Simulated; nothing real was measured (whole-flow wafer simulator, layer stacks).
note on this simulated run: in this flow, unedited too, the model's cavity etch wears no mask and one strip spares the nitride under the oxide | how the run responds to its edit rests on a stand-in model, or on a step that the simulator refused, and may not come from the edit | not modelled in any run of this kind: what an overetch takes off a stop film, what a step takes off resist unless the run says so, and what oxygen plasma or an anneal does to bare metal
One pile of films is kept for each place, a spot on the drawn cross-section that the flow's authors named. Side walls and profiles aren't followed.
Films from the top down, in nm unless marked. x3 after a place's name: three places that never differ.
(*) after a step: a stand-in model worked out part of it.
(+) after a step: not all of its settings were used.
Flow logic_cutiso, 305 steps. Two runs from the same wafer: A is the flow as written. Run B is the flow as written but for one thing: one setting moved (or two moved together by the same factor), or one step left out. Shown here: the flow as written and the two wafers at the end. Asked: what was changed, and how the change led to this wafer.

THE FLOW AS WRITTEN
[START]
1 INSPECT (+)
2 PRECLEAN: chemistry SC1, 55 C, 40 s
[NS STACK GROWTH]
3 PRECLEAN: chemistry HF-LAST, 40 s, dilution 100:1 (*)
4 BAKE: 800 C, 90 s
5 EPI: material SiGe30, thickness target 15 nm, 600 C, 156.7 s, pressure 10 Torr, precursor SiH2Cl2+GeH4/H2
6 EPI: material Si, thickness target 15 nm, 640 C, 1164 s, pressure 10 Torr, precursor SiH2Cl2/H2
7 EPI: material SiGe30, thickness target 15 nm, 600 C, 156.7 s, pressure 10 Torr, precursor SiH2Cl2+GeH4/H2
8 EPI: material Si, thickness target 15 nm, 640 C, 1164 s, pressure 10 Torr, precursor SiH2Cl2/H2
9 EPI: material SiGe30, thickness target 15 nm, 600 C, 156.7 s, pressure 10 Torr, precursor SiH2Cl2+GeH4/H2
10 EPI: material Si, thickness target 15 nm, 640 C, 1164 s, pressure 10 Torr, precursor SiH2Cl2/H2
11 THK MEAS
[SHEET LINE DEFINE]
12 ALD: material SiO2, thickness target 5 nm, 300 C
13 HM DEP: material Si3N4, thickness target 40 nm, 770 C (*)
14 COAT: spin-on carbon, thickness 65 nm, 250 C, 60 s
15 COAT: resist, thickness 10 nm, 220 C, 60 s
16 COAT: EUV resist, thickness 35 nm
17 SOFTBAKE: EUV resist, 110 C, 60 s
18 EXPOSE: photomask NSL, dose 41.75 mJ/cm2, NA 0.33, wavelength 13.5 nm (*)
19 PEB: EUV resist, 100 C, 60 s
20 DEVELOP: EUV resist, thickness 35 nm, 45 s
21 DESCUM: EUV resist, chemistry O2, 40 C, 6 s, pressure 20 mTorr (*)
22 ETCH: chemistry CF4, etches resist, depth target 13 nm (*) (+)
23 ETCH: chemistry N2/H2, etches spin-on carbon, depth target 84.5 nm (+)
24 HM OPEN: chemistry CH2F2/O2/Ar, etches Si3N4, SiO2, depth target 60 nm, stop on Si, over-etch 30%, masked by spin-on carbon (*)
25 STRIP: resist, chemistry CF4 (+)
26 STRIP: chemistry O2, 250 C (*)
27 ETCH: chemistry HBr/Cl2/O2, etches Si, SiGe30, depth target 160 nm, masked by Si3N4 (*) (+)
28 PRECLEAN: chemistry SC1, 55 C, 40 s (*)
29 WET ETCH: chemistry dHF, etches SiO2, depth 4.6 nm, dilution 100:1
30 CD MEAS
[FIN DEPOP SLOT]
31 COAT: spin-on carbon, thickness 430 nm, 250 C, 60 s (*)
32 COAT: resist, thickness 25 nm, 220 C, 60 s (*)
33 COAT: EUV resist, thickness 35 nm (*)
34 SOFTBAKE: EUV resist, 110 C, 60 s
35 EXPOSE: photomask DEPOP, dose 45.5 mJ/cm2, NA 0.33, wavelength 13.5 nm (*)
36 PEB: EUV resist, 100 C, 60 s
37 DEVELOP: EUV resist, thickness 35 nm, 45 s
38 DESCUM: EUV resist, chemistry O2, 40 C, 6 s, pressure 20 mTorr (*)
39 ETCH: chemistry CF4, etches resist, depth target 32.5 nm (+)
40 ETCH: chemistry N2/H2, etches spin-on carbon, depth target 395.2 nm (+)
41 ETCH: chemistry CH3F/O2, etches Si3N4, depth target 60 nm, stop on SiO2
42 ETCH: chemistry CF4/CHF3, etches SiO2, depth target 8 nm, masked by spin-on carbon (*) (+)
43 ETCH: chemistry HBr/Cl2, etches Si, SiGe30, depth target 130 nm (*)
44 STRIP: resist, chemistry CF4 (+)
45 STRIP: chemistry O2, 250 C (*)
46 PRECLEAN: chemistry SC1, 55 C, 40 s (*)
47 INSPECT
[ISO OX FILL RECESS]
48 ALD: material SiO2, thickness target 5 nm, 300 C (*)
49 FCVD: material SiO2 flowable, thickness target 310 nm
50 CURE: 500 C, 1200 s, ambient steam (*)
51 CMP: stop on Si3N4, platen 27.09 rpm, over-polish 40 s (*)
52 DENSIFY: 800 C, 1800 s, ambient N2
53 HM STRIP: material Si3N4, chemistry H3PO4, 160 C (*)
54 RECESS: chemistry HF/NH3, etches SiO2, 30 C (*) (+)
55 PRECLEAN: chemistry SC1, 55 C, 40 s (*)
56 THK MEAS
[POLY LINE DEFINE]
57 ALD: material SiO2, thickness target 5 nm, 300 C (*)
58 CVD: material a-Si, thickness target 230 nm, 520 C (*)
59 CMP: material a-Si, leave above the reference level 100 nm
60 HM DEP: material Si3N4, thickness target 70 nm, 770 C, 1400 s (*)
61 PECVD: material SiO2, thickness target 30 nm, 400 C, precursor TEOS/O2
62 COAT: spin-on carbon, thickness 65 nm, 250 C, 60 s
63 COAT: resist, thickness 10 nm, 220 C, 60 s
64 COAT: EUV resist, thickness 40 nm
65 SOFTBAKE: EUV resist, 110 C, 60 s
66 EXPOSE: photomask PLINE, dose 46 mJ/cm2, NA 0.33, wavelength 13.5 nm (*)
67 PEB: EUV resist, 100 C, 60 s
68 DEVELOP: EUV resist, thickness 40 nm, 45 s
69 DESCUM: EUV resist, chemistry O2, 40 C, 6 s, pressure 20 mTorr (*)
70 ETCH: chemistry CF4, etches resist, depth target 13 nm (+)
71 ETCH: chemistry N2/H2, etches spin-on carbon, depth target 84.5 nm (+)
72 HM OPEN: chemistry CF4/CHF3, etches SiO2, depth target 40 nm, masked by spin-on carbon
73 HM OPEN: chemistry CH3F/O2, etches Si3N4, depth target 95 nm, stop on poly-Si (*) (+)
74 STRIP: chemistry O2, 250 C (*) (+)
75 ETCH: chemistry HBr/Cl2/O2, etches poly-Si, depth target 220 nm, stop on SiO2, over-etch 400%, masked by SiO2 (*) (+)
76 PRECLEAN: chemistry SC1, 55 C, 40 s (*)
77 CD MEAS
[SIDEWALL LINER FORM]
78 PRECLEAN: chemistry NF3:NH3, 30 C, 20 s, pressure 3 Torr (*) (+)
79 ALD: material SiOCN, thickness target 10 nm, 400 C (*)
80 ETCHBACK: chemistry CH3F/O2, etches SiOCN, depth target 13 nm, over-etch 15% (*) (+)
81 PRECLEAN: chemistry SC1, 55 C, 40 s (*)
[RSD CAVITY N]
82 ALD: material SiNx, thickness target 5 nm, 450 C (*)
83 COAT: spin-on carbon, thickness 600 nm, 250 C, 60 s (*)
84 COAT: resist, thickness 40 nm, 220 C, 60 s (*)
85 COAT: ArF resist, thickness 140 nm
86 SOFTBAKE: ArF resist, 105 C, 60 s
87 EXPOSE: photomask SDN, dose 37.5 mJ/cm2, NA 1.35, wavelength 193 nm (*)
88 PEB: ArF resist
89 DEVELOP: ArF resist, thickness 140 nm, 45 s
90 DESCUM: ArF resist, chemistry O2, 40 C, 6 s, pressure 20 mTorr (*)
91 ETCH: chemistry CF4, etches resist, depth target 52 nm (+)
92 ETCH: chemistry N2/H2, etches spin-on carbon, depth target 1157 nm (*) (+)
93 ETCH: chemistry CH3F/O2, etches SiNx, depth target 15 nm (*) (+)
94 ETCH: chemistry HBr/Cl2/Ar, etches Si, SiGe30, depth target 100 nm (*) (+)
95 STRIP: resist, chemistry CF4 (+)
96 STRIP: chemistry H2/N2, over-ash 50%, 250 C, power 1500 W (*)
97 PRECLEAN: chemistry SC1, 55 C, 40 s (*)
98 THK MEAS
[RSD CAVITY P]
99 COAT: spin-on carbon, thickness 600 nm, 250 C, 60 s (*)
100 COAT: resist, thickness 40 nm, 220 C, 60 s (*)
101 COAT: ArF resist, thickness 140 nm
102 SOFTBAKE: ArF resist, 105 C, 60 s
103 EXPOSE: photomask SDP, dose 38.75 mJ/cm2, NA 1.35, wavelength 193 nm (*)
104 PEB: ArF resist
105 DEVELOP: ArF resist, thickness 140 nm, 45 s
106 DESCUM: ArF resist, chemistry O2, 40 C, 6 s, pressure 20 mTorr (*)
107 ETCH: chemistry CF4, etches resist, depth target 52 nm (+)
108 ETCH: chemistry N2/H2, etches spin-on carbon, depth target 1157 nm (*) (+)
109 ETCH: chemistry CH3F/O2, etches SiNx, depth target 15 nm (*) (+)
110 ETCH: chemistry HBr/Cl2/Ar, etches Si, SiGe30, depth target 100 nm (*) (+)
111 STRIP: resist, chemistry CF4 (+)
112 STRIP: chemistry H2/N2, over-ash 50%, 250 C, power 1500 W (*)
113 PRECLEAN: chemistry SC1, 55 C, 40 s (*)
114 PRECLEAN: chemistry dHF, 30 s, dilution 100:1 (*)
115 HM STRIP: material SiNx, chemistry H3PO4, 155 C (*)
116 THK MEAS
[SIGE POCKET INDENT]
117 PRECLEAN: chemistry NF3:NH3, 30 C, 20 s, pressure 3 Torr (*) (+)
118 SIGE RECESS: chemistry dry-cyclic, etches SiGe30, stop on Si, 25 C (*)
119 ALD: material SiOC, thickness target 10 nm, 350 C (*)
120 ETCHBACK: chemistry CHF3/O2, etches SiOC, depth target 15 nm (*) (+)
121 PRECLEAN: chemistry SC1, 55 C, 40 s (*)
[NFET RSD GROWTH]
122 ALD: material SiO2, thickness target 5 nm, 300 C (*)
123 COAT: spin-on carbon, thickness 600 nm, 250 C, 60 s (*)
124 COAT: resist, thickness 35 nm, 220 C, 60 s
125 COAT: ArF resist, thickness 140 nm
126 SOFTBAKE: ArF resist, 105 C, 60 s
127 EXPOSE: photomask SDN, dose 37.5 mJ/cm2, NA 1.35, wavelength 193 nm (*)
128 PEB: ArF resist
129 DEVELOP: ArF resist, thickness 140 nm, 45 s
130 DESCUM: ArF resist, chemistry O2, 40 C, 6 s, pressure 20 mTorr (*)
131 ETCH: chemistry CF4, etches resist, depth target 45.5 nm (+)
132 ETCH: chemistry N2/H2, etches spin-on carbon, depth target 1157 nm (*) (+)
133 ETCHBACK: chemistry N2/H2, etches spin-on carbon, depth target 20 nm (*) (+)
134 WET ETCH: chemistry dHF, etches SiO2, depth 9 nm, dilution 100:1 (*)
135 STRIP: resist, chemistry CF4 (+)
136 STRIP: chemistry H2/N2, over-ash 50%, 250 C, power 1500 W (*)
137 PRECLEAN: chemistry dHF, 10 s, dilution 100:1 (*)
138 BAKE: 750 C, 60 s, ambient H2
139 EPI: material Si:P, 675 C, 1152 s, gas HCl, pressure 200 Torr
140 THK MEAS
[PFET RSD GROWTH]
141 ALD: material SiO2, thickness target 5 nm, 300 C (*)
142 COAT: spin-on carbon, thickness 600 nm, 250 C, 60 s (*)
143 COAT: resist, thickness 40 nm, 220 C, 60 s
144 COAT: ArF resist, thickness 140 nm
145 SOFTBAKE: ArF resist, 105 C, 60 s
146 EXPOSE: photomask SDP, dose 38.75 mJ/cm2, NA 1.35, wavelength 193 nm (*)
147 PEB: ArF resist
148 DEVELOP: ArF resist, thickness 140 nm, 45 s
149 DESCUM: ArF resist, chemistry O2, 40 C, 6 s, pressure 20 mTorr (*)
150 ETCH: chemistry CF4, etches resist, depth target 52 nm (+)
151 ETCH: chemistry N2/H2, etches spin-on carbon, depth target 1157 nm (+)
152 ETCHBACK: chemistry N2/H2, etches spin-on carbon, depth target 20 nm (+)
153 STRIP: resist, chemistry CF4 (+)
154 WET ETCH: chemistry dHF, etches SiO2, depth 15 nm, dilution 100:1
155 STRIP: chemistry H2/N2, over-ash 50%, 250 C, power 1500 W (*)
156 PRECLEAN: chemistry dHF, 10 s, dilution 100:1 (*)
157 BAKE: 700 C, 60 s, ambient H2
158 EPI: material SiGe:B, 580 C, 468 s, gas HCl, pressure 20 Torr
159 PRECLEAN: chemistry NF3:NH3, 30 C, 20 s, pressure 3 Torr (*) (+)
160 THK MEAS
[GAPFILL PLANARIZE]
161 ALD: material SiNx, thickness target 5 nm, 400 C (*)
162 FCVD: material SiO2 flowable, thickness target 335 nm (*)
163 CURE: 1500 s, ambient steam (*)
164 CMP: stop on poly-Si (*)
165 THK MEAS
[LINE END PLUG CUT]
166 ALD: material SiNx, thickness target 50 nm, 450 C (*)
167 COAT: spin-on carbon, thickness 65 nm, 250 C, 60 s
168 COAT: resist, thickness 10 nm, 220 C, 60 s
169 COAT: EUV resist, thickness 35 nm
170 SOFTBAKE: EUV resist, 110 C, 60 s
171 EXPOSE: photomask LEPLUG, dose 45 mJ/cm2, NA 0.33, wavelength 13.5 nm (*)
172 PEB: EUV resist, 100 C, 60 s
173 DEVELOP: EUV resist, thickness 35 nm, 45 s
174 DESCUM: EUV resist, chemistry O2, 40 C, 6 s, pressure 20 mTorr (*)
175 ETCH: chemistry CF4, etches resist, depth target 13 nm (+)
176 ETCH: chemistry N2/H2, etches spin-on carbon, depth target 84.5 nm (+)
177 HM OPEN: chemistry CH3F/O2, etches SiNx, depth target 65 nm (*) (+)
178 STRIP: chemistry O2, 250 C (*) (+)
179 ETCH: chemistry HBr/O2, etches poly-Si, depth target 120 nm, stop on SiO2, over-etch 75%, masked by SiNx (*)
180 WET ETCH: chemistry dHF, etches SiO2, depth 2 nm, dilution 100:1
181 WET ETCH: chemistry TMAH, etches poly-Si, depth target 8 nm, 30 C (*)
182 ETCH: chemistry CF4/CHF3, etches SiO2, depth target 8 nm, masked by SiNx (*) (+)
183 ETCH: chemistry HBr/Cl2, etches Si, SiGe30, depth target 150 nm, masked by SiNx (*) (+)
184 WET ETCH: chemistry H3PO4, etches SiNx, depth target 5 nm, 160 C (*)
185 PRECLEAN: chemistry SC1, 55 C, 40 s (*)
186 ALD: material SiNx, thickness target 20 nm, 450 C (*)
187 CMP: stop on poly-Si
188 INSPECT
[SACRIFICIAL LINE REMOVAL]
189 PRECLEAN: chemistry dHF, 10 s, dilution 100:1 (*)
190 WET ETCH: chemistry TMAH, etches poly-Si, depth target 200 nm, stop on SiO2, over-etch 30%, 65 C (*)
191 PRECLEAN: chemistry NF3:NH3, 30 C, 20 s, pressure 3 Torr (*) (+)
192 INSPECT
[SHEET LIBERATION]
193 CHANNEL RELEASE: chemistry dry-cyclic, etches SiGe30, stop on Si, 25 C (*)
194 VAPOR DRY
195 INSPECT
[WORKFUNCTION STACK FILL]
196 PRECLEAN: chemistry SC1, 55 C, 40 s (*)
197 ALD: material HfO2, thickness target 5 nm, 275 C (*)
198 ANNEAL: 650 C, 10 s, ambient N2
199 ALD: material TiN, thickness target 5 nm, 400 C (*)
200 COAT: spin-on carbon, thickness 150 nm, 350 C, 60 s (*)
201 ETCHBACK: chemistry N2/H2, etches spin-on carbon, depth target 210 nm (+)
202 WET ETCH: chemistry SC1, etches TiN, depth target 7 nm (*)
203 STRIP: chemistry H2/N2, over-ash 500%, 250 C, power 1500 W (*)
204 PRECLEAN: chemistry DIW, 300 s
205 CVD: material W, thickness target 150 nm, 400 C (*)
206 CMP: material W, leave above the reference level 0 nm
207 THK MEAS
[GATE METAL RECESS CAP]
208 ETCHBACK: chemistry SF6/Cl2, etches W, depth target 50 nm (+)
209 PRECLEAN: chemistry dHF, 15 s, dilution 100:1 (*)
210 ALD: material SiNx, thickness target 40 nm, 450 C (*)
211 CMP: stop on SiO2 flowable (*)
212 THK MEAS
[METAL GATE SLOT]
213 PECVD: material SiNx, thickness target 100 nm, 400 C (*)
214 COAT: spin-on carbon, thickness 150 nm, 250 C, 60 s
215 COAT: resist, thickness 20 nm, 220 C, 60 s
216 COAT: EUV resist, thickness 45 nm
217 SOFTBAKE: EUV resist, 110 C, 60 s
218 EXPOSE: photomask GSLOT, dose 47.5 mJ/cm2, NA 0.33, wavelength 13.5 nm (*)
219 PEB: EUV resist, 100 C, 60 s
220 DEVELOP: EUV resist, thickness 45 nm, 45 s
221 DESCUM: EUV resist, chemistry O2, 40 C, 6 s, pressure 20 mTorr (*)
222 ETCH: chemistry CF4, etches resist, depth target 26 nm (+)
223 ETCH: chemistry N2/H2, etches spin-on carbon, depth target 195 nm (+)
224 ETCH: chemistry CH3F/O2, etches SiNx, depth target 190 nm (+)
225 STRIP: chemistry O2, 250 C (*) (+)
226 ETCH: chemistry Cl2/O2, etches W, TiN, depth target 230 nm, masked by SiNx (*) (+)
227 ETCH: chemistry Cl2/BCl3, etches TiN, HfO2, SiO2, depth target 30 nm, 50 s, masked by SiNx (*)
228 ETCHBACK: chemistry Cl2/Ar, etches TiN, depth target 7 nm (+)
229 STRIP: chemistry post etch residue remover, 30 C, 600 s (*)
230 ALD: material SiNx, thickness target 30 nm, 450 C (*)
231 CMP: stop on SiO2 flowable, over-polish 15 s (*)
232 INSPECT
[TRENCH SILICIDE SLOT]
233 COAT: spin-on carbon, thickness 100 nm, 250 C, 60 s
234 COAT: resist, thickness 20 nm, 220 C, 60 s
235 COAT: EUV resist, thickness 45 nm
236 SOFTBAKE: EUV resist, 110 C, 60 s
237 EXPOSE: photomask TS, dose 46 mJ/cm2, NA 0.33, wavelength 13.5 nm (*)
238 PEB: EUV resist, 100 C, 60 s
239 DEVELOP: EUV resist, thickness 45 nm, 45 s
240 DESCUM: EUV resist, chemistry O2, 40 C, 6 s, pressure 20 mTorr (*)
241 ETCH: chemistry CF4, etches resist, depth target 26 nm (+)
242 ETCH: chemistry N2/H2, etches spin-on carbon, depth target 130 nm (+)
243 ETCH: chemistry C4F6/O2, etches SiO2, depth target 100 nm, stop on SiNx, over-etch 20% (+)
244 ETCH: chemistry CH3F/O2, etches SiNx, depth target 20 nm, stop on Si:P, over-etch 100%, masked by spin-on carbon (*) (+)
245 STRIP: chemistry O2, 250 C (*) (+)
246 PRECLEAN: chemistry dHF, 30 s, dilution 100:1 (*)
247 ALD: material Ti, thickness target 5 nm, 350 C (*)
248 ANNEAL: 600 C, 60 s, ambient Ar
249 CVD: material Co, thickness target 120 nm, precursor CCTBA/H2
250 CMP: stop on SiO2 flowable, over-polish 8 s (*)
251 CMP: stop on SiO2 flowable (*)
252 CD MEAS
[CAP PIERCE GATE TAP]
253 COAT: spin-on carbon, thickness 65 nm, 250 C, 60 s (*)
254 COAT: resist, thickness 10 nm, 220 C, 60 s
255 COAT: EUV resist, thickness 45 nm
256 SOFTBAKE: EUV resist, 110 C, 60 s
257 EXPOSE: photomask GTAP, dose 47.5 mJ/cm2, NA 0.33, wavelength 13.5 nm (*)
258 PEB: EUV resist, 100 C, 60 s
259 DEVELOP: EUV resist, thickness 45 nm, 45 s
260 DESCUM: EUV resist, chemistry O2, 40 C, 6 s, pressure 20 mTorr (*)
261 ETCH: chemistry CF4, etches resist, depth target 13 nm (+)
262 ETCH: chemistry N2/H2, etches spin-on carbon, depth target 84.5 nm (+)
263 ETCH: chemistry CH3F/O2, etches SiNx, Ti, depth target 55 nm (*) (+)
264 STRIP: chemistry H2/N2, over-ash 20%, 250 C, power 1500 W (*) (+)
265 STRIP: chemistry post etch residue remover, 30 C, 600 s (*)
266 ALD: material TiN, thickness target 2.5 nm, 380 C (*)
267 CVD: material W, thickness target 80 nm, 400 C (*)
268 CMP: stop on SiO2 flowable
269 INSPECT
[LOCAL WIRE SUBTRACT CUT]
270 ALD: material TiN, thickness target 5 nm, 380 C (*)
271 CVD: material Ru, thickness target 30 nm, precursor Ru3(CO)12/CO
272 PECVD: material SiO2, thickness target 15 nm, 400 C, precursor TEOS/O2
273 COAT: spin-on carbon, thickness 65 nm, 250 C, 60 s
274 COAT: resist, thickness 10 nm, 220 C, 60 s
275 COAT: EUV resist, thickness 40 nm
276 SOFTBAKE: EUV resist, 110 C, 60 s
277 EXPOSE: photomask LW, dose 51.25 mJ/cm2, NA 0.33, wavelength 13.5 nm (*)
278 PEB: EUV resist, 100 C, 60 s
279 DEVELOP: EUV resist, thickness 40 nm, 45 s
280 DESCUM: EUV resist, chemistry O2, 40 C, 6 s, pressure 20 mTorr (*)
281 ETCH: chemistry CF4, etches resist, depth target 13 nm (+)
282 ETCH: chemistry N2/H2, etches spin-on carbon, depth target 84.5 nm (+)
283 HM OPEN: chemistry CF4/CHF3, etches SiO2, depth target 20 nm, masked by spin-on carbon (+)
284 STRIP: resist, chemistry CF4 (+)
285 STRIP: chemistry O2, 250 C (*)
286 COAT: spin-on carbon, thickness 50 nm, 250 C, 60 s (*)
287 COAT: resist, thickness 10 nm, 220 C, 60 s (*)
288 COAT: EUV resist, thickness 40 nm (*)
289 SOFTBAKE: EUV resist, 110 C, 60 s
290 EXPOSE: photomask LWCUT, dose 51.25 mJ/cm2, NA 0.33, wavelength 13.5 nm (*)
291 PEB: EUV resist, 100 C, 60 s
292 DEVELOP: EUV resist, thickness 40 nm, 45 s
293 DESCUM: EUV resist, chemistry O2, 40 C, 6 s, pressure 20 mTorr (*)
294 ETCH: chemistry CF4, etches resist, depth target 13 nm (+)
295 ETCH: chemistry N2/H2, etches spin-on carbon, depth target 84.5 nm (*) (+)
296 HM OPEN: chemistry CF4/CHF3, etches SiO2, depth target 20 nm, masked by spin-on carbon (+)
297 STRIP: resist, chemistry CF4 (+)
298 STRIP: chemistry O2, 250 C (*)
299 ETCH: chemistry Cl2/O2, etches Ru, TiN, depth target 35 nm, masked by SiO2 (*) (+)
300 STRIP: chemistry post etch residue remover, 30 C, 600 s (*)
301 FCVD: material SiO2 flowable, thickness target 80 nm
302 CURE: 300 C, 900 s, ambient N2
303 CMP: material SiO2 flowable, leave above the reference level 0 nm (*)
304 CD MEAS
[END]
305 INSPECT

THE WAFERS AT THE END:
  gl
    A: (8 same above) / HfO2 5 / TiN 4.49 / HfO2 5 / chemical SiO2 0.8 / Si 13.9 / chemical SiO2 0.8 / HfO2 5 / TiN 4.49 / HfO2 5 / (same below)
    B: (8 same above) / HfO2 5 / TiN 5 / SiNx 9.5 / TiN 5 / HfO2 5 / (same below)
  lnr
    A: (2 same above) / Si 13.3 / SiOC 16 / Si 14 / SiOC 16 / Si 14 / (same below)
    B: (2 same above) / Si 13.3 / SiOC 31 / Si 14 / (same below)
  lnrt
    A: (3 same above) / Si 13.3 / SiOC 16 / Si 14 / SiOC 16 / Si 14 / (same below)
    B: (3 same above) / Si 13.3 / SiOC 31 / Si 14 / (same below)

The cause: step 8, EPI: material Si, thickness target 15 nm, 640 C, 1164 s, pressure 10 Torr, precursor SiH2Cl2/H2, was left out.

How the change led to this, step by step:
  9 EPI: material SiGe30, thickness target 15 nm, 600 C, 156.7 s, pressure 10 Torr, precursor SiH2Cl2+GeH4/H2
      depop, dpovl, gfld and 19 more: A SiGe30 +15 (new film) | B SiGe30 +15
  27 ETCH: chemistry HBr/Cl2/O2, etches Si, SiGe30, depth target 160 nm, masked by Si3N4 (*) (+)
      gfld, gxf, iso, lnri: A chemical SiO2 -0.79 (all of it), Si -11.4 (all of it), SiGe30 -15 (all of it), Si -15 (all of it), SiGe30 -15 (all of it), Si -15 (all of it), SiGe30 -15 (all of it), Si -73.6 | B chemical SiO2 -0.79 (all of it), Si -11.4 (all of it), SiGe30 -30 (all of it), Si -15 (all of it), SiGe30 -15 (all of it), Si -88.6
      dpovl, nsgap: A chemical SiO2 -0.79 (all of it), Si -11.8 (all of it), SiGe30 -15 (all of it), Si -15 (all of it), SiGe30 -15 (all of it), Si -15 (all of it), SiGe30 -15 (all of it), Si -73.2 | B chemical SiO2 -0.79 (all of it), Si -11.8 (all of it), SiGe30 -30 (all of it), Si -15 (all of it), SiGe30 -15 (all of it), Si -88.2
      (and at 1 more place)
  43 ETCH: chemistry HBr/Cl2, etches Si, SiGe30, depth target 130 nm (*)
      depop: A Si -14 (all of it), SiGe30 -15 (all of it), Si -15 (all of it), SiGe30 -15 (all of it), Si -15 (all of it), SiGe30 -15 (all of it), Si -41 | B Si -14 (all of it), SiGe30 -30 (all of it), Si -15 (all of it), SiGe30 -15 (all of it), Si -56
  94 ETCH: chemistry HBr/Cl2/Ar, etches Si, SiGe30, depth target 100 nm (*) (+)
      rsdn, rsdx: A chemical SiO2 -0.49 (all of it), Si -12.8 (all of it), SiGe30 -15 (all of it), Si -15 (all of it), SiGe30 -15 (all of it), Si -15 (all of it), SiGe30 -15 (all of it), Si -12.2 | B chemical SiO2 -0.49 (all of it), Si -12.8 (all of it), SiGe30 -30 (all of it), Si -15 (all of it), SiGe30 -15 (all of it), Si -27.2
  110 ETCH: chemistry HBr/Cl2/Ar, etches Si, SiGe30, depth target 100 nm (*) (+)
      rsdp, rsdw: A chemical SiO2 -0.49 (all of it), Si -12.8 (all of it), SiGe30 -15 (all of it), Si -15 (all of it), SiGe30 -15 (all of it), Si -15 (all of it), SiGe30 -15 (all of it), Si -12.2 | B chemical SiO2 -0.49 (all of it), Si -12.8 (all of it), SiGe30 -30 (all of it), Si -15 (all of it), SiGe30 -15 (all of it), Si -27.2
  118 SIGE RECESS: chemistry dry-cyclic, etches SiGe30, stop on Si, 25 C (*)
      lnr, lnrp, lnrt: A SiOCN -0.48, Si -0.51, cavity +16 (new film), SiGe30 -15 (all of it), Si -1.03, cavity +16 (new film), SiGe30 -15 (all of it), Si -1.03, cavity +16 (new film), SiGe30 -15 (all of it), Si -0.51 | B under 1 film: Si -0.51, cavity +31 (new film), SiGe30 -30 (all of it), Si -1.03, cavity +16 (new film), SiGe30 -15 (all of it), Si -0.51
  119 ALD: material SiOC, thickness target 10 nm, 350 C (*)
      lnr, lnrp, lnrt: A SiOC +10 (new film), SiOC +16 (new film), cavity -16 (all of it), SiOC +16 (new film), cavity -16 (all of it), SiOC +16 (new film), cavity -16 (all of it) | B SiOC +10 (new film), SiOC +31 (new film), cavity -31 (all of it), SiOC +16 (new film), cavity -16 (all of it)
  120 ETCHBACK: chemistry CHF3/O2, etches SiOC, depth target 15 nm (*) (+)
      gxn: A SiOC -11 (all of it), SiO2 -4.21 (all of it) | B SiOC -11.2 (all of it), SiO2 -3.83
      gxp: A SiOC -11 (all of it), SiO2 -4.25 (all of it) | B SiOC -11.1 (all of it), SiO2 -3.86
  122 ALD: material SiO2, thickness target 5 nm, 300 C (*)
      gxn: A SiO2 +6.76 (new film) | B SiO2 +6.56
      gxp: A SiO2 +6.75 (new film) | B SiO2 +6.54
  183 ETCH: chemistry HBr/Cl2, etches Si, SiGe30, depth target 150 nm, masked by SiNx (*) (+)
      plug: A Si -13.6 (all of it), SiGe30 -15 (all of it), Si -15 (all of it), SiGe30 -15 (all of it), Si -15 (all of it), SiGe30 -15 (all of it), Si -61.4 | B Si -13.6 (all of it), SiGe30 -30 (all of it), Si -15 (all of it), SiGe30 -15 (all of it), Si -76.4
  193 CHANNEL RELEASE: chemistry dry-cyclic, etches SiGe30, stop on Si, 25 C (*)
      gl, glp, gxn, gxp, ns, tap: A chemical SiO2 +0.8 (new film), Si -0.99, chemical SiO2 +0.8 (new film), cavity +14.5 (new film), chemical SiO2 +0.8 (new film), SiGe30 -15 (all of it), Si -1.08, chemical SiO2 +0.8 (new film), cavity +14.5 (new film), chemical SiO2 +0.8 (new film), SiGe30 -15 (all of it), Si -1.08, chemical SiO2 +0.8 (new film), cavity +14.5 (new film), chemical SiO2 +0.8 (new film), SiGe30 -15 (all of it), Si -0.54 | B chemical SiO2 +0.8 (new film), Si -0.99, chemical SiO2 +0.8 (new film), cavity +29.5 (new film), chemical SiO2 +0.8 (new film), SiGe30 -30 (all of it), Si -1.08, chemical SiO2 +0.8 (new film), cavity +14.5 (new film), chemical SiO2 +0.8 (new film), SiGe30 -15 (all of it), Si -0.54
  197 ALD: material HfO2, thickness target 5 nm, 275 C (*)
      gl, glp, gxn, gxp, ns, tap: A HfO2 +5 (new film), HfO2 +5 (new film), cavity -10, HfO2 +5 (new film), HfO2 +5 (new film), cavity -10, HfO2 +5 (new film), HfO2 +5 (new film), cavity -10, HfO2 +5 (new film) | B HfO2 +5 (new film), HfO2 +5 (new film), cavity -10, HfO2 +5 (new film), HfO2 +5 (new film), cavity -10, HfO2 +5 (new film)
  199 ALD: material TiN, thickness target 5 nm, 400 C (*)
      gl, glp, tap: A TiN +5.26 (new film), TiN +4.49 (new film), cavity -4.49 (all of it), TiN +4.49 (new film), cavity -4.49 (all of it), TiN +4.49 (new film), cavity -4.49 (all of it) | B TiN +5.26 (new film), TiN +5 (new film), cavity -10, TiN +5 (new film), TiN +4.49 (new film), cavity -4.49 (all of it)
      gxn, gxp, ns: A TiN +5 (new film), TiN +4.49 (new film), cavity -4.49 (all of it), TiN +4.49 (new film), cavity -4.49 (all of it), TiN +4.49 (new film), cavity -4.49 (all of it) | B TiN +5 (new film), TiN +5 (new film), cavity -10, TiN +5 (new film), TiN +4.49 (new film), cavity -4.49 (all of it)
  202 WET ETCH: chemistry SC1, etches TiN, depth target 7 nm (*)
      ns: A TiN -5 (all of it) | B TiN -5 (all of it), TiN -5 (all of it), cavity +10, TiN -5 (all of it)
  210 ALD: material SiNx, thickness target 40 nm, 450 C (*)
      gl, glp, gxn, gxp, tap: A SiNx +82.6 (new film) | B SiNx +82.6 (new film), SiNx +9.5 (new film), cavity -9.5 (all of it)
      ns: A SiNx +40 (new film) | B SiNx +40 (new film), SiNx +19.5 (new film), cavity -19.5 (all of it)
